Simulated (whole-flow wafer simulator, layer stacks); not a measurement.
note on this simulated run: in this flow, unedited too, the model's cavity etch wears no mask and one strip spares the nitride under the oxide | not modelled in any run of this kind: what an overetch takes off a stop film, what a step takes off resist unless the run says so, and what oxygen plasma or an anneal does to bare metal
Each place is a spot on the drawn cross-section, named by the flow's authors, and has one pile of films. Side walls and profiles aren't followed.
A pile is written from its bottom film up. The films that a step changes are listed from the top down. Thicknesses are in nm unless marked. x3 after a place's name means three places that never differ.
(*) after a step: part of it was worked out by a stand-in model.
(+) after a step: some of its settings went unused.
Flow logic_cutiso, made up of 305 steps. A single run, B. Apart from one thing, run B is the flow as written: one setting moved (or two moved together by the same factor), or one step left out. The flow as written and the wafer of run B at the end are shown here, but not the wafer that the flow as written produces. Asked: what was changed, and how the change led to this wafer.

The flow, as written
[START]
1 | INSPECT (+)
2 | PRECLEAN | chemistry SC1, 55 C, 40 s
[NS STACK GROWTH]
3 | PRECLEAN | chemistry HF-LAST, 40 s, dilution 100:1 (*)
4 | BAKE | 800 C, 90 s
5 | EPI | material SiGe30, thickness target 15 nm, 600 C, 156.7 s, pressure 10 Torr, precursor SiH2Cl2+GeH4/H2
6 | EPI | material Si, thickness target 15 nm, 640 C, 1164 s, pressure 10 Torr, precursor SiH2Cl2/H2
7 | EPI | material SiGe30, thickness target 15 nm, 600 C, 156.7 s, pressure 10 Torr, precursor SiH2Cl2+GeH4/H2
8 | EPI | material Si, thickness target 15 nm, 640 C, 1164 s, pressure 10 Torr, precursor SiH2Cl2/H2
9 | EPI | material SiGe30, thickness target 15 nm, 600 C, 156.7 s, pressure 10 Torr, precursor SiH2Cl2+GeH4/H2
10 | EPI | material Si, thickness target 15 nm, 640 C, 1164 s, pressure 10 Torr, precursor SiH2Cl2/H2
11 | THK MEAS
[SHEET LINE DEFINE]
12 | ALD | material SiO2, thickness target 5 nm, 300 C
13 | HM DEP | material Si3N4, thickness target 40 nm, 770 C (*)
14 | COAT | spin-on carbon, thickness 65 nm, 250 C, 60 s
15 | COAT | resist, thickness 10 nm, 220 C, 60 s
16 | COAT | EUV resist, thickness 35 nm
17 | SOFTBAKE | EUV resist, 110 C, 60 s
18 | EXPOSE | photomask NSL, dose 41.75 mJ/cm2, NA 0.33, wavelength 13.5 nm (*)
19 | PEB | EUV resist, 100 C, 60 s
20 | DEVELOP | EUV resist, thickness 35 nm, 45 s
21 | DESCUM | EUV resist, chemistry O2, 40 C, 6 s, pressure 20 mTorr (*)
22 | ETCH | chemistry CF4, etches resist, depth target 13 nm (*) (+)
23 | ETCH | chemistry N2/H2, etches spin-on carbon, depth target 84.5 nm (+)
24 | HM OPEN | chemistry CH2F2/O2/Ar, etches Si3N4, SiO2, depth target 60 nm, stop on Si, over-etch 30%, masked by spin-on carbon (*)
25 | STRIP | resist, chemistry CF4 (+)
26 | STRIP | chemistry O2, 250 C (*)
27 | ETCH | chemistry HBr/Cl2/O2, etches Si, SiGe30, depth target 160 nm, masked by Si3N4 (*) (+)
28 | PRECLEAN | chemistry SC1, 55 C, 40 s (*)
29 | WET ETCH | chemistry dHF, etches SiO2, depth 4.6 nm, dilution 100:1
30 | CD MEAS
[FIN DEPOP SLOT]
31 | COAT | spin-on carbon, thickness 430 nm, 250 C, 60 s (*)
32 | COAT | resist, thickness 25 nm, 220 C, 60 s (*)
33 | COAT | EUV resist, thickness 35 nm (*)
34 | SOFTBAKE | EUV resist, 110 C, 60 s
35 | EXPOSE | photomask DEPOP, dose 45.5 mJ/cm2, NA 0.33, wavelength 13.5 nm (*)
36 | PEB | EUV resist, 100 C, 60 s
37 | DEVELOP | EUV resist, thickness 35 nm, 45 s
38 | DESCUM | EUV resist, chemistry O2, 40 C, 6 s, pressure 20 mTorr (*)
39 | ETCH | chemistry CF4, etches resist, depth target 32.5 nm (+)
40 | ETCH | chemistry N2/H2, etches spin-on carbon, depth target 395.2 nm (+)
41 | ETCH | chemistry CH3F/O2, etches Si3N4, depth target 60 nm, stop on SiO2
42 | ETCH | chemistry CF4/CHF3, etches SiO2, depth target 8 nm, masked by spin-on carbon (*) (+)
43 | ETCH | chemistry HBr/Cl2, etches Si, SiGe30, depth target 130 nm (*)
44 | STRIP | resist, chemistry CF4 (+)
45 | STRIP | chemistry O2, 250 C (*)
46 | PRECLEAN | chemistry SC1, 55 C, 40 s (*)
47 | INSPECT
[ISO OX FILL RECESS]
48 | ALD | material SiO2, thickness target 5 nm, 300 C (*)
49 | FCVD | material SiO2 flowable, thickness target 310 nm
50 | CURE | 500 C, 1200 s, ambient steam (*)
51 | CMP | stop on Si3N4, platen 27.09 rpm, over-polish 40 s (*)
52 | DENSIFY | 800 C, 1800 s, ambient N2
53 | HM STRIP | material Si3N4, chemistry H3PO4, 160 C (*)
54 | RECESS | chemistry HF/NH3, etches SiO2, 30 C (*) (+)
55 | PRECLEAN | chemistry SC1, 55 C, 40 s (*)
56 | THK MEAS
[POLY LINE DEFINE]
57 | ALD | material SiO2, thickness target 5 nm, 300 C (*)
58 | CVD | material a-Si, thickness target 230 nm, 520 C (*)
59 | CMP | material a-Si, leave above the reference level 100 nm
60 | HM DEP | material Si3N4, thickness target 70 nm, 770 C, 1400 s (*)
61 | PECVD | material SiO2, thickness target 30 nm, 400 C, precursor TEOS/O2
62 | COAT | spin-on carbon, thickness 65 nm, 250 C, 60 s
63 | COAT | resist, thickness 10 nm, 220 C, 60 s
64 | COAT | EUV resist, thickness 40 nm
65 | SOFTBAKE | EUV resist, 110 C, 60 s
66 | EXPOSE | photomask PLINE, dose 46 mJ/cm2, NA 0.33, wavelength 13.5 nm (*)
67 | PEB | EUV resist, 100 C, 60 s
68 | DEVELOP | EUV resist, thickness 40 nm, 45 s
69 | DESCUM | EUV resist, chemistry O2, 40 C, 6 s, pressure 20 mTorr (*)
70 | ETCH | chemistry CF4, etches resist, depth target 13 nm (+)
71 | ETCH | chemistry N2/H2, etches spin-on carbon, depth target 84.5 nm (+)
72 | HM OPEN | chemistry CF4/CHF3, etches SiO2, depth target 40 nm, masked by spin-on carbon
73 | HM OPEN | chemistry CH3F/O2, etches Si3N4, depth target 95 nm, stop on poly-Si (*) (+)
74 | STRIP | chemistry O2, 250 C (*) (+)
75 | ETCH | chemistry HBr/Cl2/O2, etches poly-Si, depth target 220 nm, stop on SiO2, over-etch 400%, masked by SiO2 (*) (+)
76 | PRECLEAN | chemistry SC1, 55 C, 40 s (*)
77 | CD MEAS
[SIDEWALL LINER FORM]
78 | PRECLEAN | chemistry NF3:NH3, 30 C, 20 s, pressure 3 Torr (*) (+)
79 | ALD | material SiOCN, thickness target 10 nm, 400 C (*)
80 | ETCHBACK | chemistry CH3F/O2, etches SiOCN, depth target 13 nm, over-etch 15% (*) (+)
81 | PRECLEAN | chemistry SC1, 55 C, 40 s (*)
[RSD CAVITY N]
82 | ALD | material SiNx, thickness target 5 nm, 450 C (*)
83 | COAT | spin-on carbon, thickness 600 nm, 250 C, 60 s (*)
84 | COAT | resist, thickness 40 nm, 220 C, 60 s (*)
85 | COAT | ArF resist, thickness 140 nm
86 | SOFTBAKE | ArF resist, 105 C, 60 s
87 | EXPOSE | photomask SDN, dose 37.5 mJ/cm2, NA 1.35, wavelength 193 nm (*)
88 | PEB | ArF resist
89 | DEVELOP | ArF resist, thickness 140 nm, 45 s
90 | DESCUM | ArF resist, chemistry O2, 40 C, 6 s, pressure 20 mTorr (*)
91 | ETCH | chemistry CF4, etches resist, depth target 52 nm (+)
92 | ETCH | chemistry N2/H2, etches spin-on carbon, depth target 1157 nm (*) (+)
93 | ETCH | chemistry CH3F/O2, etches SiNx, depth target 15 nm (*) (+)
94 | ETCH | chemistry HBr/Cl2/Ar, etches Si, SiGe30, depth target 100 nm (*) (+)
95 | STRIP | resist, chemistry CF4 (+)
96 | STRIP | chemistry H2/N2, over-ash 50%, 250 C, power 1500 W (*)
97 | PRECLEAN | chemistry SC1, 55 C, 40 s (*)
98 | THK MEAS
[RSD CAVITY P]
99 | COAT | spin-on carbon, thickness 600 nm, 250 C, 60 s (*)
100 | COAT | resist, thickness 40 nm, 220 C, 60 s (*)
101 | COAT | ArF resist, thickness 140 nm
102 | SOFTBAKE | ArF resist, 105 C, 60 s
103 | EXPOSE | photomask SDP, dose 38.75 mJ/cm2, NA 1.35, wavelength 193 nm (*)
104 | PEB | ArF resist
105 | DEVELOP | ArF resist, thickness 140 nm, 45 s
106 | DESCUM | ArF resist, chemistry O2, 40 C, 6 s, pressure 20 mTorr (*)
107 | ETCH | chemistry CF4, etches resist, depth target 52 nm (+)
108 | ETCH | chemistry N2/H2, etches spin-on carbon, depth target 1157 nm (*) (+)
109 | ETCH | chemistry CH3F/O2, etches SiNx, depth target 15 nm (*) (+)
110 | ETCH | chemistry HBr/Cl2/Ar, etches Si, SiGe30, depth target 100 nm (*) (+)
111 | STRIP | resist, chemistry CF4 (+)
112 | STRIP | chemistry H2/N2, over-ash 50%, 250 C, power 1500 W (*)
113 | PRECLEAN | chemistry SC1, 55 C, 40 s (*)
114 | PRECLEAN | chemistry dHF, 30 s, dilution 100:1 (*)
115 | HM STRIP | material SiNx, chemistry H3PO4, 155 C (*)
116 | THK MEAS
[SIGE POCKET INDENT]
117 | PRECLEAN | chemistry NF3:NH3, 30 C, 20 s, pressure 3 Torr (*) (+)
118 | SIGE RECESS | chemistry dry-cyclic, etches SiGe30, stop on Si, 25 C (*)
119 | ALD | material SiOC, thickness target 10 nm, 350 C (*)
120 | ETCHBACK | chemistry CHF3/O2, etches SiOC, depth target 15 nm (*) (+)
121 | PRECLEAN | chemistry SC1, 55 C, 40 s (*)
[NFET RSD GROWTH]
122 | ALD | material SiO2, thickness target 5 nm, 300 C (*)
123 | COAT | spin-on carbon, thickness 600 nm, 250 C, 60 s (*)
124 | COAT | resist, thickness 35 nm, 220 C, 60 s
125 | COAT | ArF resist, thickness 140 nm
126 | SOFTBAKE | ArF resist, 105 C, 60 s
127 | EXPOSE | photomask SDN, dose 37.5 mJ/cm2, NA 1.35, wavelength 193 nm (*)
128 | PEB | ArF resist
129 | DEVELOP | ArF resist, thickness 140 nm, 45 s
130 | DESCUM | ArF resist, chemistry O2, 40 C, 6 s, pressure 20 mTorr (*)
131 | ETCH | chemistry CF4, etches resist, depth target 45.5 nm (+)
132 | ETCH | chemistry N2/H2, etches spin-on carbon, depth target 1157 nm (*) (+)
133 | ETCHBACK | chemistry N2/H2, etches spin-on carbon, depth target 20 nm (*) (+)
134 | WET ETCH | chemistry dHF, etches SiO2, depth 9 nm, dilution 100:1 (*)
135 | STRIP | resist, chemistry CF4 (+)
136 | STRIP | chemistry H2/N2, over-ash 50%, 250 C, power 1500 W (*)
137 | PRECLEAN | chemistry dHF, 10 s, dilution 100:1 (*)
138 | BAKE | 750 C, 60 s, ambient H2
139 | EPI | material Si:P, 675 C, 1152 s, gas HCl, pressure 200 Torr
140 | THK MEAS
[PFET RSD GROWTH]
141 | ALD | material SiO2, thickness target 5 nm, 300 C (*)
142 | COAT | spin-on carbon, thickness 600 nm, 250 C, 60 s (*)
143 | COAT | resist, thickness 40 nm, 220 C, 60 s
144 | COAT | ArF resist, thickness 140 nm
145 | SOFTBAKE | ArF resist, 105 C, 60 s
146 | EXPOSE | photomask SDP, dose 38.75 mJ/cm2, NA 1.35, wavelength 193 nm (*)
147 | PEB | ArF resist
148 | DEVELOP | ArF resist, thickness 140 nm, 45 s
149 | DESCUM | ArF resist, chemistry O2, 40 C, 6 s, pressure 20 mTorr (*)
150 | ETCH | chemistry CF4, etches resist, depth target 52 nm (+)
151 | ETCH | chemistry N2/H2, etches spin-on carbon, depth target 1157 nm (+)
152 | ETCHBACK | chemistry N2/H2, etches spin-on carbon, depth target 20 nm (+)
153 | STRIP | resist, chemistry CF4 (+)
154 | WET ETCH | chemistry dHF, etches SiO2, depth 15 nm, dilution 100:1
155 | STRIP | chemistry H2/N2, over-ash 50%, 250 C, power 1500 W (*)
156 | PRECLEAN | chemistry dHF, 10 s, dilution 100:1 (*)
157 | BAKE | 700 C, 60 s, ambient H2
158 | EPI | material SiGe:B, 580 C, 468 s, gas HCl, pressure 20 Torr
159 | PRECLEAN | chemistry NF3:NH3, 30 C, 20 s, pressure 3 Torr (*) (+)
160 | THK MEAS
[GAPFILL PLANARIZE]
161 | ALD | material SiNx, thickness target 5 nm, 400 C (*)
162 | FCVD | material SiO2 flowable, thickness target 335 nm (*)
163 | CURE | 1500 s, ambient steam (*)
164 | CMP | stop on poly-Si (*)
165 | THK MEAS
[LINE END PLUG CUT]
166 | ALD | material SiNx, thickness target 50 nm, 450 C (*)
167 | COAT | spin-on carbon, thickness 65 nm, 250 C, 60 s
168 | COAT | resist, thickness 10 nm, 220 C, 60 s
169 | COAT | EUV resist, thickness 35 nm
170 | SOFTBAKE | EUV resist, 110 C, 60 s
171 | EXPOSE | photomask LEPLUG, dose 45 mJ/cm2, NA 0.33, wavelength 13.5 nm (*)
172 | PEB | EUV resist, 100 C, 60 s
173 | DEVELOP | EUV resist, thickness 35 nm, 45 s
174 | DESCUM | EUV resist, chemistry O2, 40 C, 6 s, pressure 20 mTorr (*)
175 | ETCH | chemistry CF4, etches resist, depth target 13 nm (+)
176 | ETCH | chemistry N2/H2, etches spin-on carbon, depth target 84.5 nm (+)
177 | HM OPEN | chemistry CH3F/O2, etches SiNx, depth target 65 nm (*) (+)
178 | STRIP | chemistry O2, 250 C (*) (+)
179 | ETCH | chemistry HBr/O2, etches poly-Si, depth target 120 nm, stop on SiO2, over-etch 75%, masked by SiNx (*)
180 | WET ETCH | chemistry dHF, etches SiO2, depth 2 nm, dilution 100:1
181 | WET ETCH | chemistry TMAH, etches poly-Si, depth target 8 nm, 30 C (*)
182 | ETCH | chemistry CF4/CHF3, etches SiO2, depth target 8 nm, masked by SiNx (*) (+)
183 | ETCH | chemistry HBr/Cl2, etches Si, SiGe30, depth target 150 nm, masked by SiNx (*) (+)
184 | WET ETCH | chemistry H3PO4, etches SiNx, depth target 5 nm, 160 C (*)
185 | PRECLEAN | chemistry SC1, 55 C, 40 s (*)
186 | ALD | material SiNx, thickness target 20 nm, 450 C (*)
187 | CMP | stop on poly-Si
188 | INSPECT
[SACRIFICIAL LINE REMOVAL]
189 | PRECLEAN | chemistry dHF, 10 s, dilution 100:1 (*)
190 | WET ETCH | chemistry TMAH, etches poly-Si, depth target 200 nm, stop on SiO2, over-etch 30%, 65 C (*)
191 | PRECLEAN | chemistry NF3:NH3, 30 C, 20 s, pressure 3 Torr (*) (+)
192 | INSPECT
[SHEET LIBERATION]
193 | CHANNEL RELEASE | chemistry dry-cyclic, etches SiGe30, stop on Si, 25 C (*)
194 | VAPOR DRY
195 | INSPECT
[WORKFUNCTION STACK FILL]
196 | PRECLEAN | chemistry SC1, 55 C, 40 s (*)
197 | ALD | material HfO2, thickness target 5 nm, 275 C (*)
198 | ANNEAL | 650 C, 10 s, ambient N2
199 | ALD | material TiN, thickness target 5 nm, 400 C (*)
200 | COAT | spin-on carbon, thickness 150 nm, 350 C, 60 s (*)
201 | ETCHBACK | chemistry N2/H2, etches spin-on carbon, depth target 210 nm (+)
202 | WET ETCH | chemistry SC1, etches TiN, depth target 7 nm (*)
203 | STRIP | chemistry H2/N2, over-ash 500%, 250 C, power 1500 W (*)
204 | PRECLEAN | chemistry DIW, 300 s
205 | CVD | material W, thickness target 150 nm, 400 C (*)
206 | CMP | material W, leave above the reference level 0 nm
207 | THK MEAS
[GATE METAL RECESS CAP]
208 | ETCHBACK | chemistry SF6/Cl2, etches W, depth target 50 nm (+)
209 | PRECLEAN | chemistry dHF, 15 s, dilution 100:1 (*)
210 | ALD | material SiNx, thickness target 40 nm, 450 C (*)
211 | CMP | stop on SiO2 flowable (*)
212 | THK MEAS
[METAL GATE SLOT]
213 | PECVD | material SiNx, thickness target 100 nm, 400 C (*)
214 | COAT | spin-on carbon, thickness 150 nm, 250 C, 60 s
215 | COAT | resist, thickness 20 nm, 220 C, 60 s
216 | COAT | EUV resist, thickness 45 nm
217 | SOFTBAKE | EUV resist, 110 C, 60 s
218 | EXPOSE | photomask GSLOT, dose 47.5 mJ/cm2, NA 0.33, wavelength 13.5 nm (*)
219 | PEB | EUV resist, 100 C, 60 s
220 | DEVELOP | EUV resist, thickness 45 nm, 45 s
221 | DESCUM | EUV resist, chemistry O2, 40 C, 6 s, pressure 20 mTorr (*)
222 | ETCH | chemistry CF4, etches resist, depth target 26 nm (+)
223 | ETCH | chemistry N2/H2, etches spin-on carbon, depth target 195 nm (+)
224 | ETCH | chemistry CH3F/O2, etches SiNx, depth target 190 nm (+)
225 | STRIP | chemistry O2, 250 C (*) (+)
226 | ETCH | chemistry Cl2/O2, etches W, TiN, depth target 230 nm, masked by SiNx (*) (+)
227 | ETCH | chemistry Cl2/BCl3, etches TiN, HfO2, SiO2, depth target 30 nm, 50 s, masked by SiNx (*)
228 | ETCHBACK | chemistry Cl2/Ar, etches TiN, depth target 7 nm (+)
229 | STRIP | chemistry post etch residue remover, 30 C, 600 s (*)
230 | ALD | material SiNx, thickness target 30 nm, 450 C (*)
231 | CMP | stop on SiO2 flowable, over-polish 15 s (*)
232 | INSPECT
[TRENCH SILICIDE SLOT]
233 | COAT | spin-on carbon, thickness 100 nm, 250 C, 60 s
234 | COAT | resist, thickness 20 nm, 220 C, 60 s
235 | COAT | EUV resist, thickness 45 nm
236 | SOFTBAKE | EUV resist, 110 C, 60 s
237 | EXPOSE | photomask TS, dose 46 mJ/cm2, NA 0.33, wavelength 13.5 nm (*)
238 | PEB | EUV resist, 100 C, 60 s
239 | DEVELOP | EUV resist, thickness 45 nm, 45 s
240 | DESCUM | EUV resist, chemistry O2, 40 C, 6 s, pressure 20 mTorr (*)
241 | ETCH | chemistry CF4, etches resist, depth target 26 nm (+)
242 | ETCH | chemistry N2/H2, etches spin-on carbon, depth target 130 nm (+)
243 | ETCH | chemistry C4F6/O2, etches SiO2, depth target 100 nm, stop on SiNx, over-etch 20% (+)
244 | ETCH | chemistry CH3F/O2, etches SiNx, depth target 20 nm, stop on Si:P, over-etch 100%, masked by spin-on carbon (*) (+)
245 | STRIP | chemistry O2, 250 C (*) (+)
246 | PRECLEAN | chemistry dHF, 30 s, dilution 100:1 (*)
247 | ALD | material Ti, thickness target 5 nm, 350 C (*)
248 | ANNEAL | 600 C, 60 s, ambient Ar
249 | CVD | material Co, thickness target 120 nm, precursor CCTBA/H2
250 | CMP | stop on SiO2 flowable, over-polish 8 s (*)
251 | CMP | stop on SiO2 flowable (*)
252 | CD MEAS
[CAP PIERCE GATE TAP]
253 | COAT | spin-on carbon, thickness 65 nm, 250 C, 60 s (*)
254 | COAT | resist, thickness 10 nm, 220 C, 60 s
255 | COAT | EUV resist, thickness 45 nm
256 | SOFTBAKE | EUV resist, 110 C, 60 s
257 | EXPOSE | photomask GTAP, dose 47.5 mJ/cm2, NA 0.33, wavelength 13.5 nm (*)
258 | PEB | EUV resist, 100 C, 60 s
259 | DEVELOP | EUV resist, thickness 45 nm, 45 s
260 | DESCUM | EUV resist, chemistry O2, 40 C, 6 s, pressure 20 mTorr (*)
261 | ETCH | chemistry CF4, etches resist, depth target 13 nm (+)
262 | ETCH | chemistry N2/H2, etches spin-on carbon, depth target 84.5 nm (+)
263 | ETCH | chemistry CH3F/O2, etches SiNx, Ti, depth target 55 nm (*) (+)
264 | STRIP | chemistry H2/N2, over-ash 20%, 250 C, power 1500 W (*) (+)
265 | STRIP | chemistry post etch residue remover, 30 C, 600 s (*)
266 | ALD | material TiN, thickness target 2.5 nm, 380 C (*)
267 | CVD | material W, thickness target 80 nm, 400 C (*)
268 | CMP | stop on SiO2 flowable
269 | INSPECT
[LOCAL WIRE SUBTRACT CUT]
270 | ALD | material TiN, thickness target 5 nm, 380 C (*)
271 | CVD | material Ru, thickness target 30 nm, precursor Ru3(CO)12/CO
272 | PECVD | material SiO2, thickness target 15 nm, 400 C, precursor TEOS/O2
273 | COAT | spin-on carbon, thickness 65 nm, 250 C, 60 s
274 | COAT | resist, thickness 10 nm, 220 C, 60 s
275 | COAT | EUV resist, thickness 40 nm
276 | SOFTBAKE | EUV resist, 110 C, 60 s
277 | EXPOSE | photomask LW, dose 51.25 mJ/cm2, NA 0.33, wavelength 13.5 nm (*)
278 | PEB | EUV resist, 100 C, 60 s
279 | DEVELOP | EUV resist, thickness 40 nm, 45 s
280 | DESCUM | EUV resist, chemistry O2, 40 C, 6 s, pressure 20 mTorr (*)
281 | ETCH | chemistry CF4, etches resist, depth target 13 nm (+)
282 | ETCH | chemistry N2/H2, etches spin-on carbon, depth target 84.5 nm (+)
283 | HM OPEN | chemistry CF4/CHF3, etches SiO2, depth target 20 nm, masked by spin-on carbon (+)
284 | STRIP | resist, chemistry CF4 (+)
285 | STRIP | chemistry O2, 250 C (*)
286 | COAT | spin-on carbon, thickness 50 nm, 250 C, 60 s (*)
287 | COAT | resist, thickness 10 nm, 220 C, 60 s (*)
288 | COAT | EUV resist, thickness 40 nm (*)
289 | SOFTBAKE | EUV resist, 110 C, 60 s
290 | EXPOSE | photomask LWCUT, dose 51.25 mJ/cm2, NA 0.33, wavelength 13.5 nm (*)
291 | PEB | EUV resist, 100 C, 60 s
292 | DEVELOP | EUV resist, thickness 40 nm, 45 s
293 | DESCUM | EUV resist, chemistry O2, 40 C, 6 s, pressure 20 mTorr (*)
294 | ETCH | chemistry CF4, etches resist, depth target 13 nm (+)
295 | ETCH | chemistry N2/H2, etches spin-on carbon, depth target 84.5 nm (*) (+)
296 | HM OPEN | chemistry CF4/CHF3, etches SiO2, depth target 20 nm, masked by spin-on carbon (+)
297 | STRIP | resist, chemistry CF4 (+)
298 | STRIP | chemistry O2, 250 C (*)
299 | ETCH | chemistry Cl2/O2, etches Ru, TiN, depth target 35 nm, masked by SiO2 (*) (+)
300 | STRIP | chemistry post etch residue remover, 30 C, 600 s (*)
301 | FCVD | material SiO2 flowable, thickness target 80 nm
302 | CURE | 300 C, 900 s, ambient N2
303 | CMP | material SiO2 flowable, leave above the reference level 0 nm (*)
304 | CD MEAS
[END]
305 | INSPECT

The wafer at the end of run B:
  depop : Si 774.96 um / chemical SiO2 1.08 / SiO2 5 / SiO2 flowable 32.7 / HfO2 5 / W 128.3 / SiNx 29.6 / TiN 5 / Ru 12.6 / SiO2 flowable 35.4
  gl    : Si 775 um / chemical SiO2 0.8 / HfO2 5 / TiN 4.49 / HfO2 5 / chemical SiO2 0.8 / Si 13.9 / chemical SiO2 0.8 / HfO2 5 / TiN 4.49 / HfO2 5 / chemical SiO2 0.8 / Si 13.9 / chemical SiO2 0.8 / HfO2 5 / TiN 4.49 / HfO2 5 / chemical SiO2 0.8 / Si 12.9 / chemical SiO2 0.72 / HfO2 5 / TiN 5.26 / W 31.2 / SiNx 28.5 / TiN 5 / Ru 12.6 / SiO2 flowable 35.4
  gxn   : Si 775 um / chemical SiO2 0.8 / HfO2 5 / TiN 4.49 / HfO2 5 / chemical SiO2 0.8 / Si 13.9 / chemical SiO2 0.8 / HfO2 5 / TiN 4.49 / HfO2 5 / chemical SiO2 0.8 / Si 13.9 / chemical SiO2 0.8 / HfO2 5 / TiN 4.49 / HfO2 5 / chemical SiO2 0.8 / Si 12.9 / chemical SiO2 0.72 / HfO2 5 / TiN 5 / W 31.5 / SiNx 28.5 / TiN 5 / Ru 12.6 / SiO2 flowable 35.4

The reason: step 271, CVD: thickness target 48 nm was run, while the flow as written has thickness target 30 nm.

The path from the change to this, step by step:
  271 | CVD | material Ru, thickness target 30 nm, precursor Ru3(CO)12/CO
      depop, dpovl, gfld and 19 more: Ru gains 48 (new film) (it would be, as written: Ru gains 30 (new film))
  299 | ETCH | chemistry Cl2/O2, etches Ru, TiN, depth target 35 nm, masked by SiO2 (*) (+)
      depop, dpovl, gfld and 15 more: Ru loses 35 (it would be, as written: Ru loses 29.6 (all of it), TiN loses 5 (all of it))
  301 | FCVD | material SiO2 flowable, thickness target 80 nm
      iso, rsdx: SiO2 flowable gains 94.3 (new film) (it would be, as written: SiO2 flowable gains 94.2)
If metal films that touch count as one body, depop has 2 bodies (between them, from the top down: SiNx 29.6); the flow as written gives 1 body.
If metal films that touch count as one body, gl has 5 bodies (between them, from the top down: SiNx 28.5; HfO2 5 / chemical SiO2 0.72 / Si 12.9 / chemical SiO2 0.8 / HfO2 5; HfO2 5 / chemical SiO2 0.8 / Si 13.9 / chemical SiO2 0.8 / HfO2 5; HfO2 5 / chemical SiO2 0.8 / Si 13.9 / chemical SiO2 0.8 / HfO2 5); the flow as written gives 4 bodies (between them, from the top down: HfO2 5 / chemical SiO2 0.72 / Si 12.9 / chemical SiO2 0.8 / HfO2 5; HfO2 5 / chemical SiO2 0.8 / Si 13.9 / chemical SiO2 0.8 / HfO2 5; HfO2 5 / chemical SiO2 0.8 / Si 13.9 / chemical SiO2 0.8 / HfO2 5).
If metal films that touch count as one body, gxn has 5 bodies (between them, from the top down: SiNx 28.5; HfO2 5 / chemical SiO2 0.72 / Si 12.9 / chemical SiO2 0.8 / HfO2 5; HfO2 5 / chemical SiO2 0.8 / Si 13.9 / chemical SiO2 0.8 / HfO2 5; HfO2 5 / chemical SiO2 0.8 / Si 13.9 / chemical SiO2 0.8 / HfO2 5); the flow as written gives 4 bodies (between them, from the top down: HfO2 5 / chemical SiO2 0.72 / Si 12.9 / chemical SiO2 0.8 / HfO2 5; HfO2 5 / chemical SiO2 0.8 / Si 13.9 / chemical SiO2 0.8 / HfO2 5; HfO2 5 / chemical SiO2 0.8 / Si 13.9 / chemical SiO2 0.8 / HfO2 5).
